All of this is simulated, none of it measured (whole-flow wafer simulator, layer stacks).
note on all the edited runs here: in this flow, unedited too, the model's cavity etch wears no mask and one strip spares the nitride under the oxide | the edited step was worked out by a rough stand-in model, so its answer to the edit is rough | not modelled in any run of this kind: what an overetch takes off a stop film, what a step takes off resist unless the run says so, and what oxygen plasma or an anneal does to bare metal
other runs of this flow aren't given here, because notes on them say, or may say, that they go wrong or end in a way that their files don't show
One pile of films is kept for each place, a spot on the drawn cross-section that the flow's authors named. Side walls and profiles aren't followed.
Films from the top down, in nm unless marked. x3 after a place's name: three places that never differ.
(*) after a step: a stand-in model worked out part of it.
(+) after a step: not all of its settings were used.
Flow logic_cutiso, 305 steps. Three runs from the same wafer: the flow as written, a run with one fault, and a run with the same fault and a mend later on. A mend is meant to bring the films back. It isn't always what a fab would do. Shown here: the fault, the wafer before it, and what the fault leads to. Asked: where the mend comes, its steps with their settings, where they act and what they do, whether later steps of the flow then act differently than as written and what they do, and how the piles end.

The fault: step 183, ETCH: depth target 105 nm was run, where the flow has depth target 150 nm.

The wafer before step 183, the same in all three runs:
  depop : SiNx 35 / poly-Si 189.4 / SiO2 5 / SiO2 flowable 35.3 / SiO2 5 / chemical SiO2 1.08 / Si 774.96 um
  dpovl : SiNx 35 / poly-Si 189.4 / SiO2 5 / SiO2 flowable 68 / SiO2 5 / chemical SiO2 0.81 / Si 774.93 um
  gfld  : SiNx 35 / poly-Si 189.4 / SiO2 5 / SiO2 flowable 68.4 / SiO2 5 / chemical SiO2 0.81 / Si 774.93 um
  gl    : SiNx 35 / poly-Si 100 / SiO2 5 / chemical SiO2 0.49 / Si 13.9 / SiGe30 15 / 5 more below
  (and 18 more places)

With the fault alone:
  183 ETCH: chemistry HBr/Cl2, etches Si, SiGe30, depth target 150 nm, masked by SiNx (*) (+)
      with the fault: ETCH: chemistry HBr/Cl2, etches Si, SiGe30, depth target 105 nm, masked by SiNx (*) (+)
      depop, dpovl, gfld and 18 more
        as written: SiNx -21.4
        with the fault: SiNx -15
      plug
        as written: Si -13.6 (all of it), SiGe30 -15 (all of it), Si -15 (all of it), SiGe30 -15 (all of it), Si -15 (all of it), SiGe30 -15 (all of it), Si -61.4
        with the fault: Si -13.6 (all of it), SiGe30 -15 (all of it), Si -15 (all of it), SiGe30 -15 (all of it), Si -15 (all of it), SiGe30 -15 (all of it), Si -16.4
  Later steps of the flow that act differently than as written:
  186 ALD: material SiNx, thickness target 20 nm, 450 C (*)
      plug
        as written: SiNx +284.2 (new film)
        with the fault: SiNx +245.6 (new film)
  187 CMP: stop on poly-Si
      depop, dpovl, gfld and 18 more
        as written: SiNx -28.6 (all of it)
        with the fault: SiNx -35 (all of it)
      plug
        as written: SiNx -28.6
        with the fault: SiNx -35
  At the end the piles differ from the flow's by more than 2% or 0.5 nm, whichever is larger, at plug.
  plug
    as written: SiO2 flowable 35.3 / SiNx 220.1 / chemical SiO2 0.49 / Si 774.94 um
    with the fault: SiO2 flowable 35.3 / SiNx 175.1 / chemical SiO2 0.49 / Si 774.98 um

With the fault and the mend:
  The mend comes after step 183.
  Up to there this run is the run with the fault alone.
  183a ETCH: chemistry HBr/Cl2, etches Si, SiGe30, depth target 45 nm, masked by SiNx (*) (+) (the flow's step 183 once more, with other settings)
      depop, dpovl, gfld and 18 more
        SiNx -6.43
      plug
        Si -45
  No later step of the flow acts differently than as written at any place that is followed.
  At the end the piles are the same as the flow's at every place that both follow.
